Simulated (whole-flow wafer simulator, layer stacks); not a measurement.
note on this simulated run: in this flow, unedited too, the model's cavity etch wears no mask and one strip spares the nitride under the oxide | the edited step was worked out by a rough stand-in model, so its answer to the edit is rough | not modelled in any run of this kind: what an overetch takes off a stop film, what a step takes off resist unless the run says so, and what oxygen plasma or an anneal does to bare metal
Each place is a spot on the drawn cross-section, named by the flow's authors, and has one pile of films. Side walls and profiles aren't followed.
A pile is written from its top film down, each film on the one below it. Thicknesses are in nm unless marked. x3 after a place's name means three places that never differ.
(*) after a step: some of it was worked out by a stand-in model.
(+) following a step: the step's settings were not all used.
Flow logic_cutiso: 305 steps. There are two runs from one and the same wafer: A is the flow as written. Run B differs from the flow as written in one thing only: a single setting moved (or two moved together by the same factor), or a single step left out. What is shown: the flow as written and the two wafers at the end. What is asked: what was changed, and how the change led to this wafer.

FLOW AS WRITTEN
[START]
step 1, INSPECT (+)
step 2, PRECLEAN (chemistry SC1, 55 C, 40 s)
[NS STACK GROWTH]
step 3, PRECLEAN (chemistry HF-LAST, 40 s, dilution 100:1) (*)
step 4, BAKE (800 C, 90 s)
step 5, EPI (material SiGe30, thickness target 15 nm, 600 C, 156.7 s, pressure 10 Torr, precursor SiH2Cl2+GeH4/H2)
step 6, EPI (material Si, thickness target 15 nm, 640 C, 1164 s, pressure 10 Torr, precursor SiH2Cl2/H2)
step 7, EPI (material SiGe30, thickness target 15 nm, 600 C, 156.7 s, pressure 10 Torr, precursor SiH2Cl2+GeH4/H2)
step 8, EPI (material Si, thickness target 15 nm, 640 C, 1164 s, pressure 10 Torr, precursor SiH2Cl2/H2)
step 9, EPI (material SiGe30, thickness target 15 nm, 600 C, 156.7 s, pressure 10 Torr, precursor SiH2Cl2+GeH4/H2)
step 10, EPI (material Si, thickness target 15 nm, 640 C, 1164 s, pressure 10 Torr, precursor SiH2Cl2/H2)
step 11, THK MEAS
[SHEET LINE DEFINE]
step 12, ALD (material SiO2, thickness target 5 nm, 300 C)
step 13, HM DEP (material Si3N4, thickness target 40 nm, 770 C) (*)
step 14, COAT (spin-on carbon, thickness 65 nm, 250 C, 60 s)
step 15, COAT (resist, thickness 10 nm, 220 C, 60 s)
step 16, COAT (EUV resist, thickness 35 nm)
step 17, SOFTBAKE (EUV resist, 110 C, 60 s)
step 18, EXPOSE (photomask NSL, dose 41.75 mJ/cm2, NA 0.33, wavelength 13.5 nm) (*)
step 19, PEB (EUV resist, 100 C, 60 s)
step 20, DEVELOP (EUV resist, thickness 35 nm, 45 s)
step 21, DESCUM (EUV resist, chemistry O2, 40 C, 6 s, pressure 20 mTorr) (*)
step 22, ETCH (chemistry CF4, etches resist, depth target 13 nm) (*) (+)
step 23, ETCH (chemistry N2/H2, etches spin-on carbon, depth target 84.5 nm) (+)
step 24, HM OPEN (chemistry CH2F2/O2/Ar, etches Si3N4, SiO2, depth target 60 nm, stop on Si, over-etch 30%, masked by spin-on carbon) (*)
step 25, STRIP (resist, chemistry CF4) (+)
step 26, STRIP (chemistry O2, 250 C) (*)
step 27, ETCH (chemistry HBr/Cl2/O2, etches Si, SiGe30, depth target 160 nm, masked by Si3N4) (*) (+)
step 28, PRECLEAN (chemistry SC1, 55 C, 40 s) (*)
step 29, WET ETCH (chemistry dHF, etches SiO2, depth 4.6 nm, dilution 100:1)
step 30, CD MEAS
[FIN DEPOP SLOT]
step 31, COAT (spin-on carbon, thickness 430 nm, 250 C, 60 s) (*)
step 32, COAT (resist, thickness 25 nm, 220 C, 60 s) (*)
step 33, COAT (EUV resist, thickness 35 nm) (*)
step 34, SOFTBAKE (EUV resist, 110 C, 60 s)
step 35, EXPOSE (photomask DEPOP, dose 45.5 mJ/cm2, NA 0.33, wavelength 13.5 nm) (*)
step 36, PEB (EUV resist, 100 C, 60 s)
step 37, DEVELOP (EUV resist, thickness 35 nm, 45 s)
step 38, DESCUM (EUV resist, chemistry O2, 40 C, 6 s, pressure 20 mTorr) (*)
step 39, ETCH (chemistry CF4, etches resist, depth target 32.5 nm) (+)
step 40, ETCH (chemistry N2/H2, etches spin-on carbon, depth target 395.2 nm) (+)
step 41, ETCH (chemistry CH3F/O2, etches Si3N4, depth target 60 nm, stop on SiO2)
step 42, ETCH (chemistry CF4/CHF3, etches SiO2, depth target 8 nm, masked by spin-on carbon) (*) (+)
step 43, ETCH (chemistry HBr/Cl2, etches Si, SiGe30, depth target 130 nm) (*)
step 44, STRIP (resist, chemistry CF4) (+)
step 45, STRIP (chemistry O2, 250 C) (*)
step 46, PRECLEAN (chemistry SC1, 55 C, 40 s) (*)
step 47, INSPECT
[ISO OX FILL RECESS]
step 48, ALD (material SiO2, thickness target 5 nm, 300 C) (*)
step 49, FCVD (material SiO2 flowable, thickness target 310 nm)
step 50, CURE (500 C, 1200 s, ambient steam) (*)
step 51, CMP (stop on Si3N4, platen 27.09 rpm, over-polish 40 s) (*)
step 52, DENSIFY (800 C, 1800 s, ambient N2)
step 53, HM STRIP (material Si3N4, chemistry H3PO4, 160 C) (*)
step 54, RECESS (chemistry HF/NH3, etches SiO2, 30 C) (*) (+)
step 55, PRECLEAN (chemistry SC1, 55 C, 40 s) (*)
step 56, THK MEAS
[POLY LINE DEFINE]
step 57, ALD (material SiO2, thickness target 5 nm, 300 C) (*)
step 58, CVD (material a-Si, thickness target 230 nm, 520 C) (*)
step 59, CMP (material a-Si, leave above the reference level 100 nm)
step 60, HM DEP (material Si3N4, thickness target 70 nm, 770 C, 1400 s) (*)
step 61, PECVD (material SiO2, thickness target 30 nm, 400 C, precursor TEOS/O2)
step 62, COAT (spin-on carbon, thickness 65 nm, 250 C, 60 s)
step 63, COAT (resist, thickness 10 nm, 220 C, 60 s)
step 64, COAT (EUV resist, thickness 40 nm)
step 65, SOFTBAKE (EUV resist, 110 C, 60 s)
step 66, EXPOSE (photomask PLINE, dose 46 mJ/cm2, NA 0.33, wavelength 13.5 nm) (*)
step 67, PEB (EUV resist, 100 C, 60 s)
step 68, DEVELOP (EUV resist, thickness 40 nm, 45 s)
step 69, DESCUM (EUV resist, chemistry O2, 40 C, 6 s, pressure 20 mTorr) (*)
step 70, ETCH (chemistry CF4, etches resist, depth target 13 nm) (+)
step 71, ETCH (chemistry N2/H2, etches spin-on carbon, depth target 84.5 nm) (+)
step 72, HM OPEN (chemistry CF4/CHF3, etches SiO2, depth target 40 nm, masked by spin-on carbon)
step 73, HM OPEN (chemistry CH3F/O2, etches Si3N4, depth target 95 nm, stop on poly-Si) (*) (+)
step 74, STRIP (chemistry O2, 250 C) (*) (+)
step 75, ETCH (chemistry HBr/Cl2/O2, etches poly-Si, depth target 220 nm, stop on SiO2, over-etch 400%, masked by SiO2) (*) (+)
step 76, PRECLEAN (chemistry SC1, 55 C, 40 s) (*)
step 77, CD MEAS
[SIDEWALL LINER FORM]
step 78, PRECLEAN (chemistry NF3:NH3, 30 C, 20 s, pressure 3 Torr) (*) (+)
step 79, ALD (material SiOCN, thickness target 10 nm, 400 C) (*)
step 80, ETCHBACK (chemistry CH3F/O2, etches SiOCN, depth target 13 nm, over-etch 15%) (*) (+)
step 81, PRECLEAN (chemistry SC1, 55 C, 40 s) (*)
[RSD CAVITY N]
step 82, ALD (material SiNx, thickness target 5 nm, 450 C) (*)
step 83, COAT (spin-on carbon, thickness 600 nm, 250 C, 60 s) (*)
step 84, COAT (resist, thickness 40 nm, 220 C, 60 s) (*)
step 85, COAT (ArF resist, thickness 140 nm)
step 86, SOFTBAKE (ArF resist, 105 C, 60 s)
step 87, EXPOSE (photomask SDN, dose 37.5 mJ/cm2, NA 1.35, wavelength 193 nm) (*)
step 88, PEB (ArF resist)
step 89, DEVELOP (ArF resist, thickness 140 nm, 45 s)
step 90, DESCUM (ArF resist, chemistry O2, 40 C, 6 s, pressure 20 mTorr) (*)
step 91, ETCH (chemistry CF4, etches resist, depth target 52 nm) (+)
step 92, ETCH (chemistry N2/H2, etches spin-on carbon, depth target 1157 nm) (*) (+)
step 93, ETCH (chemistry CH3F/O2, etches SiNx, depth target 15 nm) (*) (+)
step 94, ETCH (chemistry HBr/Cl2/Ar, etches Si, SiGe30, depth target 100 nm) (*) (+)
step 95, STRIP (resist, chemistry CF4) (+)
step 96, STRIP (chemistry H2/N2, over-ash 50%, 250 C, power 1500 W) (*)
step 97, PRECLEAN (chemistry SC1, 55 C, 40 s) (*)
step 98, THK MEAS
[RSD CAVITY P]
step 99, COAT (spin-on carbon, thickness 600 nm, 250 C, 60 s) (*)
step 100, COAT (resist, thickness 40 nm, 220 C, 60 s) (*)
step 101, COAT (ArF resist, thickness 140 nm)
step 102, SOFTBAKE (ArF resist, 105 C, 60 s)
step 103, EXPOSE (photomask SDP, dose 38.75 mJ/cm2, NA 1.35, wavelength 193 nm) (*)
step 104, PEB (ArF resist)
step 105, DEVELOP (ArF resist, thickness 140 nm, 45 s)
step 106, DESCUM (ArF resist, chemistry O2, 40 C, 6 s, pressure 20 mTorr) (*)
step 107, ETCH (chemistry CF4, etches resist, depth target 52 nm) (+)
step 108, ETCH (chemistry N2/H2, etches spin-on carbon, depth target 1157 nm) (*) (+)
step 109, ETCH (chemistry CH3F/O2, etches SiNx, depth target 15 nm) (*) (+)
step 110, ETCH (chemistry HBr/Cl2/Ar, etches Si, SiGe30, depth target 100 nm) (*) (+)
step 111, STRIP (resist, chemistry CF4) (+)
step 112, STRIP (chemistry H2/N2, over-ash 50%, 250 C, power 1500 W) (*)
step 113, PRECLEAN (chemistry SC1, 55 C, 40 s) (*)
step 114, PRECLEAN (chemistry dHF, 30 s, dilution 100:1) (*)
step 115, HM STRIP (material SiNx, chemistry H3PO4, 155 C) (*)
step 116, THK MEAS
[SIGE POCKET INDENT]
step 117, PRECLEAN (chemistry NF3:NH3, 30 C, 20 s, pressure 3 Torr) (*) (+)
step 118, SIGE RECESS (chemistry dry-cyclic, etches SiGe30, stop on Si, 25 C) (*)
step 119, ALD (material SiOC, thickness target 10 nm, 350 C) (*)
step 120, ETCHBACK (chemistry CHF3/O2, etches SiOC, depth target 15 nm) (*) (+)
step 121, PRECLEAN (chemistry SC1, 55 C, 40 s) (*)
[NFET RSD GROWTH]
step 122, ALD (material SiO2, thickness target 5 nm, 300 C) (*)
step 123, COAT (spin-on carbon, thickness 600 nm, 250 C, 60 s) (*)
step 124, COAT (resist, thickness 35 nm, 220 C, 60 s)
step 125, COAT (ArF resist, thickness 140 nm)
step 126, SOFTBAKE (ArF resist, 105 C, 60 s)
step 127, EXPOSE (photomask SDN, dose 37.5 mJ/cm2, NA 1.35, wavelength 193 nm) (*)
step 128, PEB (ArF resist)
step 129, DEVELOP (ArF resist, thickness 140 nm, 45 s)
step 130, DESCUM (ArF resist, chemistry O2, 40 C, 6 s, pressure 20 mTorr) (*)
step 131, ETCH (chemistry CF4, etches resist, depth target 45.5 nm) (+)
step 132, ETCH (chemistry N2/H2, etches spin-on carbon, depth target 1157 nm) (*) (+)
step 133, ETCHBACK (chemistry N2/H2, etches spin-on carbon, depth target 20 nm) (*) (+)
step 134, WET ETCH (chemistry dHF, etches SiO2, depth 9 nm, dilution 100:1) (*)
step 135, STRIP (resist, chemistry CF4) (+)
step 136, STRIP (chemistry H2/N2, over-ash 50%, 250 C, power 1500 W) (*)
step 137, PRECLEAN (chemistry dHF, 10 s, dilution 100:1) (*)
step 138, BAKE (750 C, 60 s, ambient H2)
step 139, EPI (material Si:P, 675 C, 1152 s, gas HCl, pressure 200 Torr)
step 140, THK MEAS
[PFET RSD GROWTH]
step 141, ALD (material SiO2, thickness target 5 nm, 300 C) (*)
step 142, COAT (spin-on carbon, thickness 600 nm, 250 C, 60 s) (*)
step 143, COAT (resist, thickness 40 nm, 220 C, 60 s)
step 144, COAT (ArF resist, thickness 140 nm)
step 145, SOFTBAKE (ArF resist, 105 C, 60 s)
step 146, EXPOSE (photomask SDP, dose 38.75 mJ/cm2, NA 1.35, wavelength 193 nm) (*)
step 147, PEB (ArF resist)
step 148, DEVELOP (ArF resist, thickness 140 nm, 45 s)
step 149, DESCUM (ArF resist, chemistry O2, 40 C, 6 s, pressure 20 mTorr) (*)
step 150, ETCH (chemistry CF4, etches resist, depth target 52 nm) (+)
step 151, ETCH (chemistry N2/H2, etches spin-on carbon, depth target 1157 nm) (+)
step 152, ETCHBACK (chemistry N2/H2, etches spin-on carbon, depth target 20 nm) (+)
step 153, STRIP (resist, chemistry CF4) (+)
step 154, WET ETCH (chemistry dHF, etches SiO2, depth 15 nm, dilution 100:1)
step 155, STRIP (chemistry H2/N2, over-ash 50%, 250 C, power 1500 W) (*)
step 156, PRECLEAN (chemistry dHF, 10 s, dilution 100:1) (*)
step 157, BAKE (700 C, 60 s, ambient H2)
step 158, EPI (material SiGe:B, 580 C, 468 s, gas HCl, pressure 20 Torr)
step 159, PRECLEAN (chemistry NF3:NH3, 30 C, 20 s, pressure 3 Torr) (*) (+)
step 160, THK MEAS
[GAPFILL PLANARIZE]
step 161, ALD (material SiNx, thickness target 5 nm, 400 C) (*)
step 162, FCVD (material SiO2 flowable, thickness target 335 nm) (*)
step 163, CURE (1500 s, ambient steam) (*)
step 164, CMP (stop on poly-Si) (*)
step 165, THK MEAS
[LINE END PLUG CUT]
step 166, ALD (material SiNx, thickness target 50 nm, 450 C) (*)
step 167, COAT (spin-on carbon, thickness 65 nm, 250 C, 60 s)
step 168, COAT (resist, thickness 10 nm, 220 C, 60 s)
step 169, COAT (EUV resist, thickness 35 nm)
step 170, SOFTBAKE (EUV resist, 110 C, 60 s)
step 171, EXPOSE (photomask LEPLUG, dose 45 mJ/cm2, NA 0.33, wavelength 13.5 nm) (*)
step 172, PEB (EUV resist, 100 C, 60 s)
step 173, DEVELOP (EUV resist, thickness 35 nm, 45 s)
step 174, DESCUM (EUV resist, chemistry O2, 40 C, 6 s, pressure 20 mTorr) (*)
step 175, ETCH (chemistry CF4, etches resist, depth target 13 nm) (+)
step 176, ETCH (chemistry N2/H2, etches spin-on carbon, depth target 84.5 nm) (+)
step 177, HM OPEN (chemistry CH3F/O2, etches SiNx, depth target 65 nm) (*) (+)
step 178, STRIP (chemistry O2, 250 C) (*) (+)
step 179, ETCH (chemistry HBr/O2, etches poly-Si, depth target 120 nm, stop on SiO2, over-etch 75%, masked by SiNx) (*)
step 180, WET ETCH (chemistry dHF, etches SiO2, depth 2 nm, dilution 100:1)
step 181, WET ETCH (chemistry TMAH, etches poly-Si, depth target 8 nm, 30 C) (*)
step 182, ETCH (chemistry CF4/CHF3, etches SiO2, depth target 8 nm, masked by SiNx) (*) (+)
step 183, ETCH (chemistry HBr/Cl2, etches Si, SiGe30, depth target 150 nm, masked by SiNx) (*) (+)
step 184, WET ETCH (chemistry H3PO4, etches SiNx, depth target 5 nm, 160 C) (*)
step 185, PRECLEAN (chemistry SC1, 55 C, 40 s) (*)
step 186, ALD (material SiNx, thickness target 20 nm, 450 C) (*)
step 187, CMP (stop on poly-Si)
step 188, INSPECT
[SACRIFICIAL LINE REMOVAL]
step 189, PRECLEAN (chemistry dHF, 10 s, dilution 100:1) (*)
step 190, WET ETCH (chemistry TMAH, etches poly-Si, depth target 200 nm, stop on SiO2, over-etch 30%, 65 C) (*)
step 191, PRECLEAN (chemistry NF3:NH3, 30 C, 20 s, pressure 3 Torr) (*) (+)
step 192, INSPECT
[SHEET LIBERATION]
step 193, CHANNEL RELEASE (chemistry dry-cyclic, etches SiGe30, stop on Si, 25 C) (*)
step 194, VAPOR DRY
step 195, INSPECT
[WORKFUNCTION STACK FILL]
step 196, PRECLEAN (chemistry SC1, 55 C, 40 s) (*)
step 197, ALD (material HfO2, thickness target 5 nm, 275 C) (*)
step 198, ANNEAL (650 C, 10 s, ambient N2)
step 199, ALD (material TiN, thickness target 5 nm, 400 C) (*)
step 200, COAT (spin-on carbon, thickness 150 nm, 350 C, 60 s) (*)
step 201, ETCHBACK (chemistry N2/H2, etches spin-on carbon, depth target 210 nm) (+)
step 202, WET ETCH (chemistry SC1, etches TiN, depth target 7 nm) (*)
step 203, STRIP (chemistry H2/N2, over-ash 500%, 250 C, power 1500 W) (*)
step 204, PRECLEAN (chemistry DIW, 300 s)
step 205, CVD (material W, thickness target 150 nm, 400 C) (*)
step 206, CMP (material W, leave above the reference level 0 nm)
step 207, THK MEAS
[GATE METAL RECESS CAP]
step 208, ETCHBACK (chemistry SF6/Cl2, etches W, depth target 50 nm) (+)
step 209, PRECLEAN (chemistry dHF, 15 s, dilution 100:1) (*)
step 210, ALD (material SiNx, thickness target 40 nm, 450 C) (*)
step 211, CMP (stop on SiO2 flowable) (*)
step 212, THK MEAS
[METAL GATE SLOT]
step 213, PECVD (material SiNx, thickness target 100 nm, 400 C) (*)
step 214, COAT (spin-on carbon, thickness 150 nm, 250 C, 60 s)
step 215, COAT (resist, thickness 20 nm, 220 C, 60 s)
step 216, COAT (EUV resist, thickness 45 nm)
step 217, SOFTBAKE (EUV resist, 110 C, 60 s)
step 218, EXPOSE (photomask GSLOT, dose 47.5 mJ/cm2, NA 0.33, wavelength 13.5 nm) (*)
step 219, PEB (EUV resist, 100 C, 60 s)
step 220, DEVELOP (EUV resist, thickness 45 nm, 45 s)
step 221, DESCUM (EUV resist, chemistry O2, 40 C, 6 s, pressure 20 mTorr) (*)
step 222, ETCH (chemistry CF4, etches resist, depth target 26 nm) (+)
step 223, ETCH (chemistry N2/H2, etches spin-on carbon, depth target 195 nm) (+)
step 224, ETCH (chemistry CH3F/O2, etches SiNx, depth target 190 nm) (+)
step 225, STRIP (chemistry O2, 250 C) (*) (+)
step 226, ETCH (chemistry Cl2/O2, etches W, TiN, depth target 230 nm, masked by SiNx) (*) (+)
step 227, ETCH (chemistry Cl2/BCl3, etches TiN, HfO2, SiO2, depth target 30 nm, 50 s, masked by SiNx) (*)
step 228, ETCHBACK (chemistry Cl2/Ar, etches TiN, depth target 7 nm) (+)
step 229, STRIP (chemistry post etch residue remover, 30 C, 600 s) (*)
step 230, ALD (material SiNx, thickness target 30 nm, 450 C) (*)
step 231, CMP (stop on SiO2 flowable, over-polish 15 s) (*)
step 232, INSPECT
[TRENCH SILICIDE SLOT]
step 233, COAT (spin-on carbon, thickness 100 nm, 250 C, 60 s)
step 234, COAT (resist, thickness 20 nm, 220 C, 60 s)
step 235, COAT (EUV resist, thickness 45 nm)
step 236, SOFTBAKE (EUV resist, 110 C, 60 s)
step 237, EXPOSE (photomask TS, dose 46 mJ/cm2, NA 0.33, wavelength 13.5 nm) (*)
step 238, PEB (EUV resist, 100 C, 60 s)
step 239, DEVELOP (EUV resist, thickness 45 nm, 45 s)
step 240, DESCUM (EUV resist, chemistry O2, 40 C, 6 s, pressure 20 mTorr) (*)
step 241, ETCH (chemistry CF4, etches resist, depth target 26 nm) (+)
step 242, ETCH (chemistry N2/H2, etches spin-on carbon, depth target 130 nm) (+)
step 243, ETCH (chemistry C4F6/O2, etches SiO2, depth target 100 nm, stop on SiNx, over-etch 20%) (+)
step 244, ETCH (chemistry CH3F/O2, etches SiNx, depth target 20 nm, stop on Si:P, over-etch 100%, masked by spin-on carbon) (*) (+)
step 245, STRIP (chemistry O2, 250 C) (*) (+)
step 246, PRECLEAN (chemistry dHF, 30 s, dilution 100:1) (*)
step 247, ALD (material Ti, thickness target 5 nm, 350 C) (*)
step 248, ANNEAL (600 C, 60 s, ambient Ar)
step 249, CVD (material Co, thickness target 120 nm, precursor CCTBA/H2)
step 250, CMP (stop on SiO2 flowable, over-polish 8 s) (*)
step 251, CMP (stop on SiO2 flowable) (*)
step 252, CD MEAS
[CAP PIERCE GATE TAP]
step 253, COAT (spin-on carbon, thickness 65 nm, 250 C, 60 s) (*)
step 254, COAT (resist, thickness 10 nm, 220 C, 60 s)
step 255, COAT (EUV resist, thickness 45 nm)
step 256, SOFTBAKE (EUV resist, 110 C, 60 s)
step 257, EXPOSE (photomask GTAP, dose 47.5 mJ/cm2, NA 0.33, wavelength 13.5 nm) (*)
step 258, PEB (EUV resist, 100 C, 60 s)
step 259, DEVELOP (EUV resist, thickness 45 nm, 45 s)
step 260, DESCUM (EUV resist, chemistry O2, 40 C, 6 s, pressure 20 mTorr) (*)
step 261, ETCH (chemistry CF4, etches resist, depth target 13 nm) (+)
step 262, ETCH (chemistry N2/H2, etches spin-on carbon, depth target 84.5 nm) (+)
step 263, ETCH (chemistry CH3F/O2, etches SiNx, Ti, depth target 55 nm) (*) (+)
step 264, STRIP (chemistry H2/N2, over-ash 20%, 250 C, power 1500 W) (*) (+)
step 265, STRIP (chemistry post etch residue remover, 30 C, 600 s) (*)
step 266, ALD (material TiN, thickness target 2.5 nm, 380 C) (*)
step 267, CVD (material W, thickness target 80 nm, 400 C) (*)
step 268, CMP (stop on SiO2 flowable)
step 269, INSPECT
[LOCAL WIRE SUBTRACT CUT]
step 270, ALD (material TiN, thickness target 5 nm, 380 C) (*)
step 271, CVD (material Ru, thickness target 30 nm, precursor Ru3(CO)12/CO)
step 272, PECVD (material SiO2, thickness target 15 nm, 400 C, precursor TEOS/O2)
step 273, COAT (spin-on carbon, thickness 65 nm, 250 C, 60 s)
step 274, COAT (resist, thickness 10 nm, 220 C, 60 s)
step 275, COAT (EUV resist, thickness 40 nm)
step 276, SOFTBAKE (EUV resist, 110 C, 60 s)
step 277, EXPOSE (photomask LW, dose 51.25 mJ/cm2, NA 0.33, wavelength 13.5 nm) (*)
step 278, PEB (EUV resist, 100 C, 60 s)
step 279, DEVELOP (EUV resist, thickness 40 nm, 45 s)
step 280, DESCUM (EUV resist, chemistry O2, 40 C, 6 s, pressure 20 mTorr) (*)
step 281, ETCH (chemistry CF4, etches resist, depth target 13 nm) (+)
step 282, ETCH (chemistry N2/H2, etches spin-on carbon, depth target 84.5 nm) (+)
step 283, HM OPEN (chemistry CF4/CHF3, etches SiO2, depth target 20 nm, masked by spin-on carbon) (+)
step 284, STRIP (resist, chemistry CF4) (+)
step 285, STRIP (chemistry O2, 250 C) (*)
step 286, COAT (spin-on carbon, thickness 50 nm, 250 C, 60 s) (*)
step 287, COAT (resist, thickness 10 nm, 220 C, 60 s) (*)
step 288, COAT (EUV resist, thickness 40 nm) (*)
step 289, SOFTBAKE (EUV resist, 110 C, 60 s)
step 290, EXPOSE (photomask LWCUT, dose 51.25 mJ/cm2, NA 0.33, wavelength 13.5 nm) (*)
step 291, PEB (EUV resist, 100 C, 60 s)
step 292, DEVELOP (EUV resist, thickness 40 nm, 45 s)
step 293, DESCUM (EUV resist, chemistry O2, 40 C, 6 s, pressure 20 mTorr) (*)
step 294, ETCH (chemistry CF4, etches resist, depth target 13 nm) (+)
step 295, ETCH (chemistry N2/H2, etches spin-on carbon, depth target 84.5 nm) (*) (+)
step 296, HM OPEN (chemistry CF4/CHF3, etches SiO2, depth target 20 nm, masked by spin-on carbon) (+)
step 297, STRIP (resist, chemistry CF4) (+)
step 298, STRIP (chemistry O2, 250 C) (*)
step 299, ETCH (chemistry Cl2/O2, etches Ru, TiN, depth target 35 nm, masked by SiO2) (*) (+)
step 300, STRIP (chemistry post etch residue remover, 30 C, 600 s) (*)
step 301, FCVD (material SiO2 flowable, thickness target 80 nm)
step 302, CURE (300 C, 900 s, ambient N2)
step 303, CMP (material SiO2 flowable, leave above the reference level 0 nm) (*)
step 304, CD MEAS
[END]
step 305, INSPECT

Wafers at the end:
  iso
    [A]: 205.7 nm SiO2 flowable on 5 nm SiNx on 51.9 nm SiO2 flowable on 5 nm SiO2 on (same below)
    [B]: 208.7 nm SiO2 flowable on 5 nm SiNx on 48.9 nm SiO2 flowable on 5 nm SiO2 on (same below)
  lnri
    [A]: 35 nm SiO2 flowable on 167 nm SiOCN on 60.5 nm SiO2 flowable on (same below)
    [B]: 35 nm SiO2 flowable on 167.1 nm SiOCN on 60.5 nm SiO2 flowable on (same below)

What caused this: step 120, ETCHBACK: depth target 18 nm was run, whereas the flow has depth target 15 nm.

Step by step, how the change led to this:
  step 120, ETCHBACK (chemistry CHF3/O2, etches SiOC, depth target 15 nm) (*) (+)
      gxn: A -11 SiOC (all of it), -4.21 SiO2 (all of it) | B -11 SiOC (all of it), -4.21 SiO2 (all of it), -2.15 Si3N4
      gxp: A -11 SiOC (all of it), -4.25 SiO2 (all of it) | B -11 SiOC (all of it), -4.25 SiO2 (all of it), -2.14 Si3N4
      (also at 16 further places)
  step 141, ALD (material SiO2, thickness target 5 nm, 300 C) (*)
      gxn: A +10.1 SiO2 (new film) | B +11 SiO2 (new film)
      gxp: A +5 SiO2 | B +5.63 SiO2
  step 164, CMP (stop on poly-Si) (*)
      depop, dpovl, isow, ns, nsgap: A -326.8 SiO2 flowable (all of it), -5 SiNx (all of it), -4.13 SiO2 (all of it), -70 Si3N4 (all of it) | B -326.8 SiO2 flowable (all of it), -5 SiNx (all of it), -1.13 SiO2 (all of it), -70 Si3N4 (all of it)
      gfld, gxf: A -251.9 SiO2 flowable (all of it), -5 SiNx (all of it), -4.13 SiO2 (all of it), -70 Si3N4 (all of it) | B -253.6 SiO2 flowable (all of it), -5 SiNx (all of it), -1.13 SiO2 (all of it), -70 Si3N4 (all of it)
      (also at 8 further places)
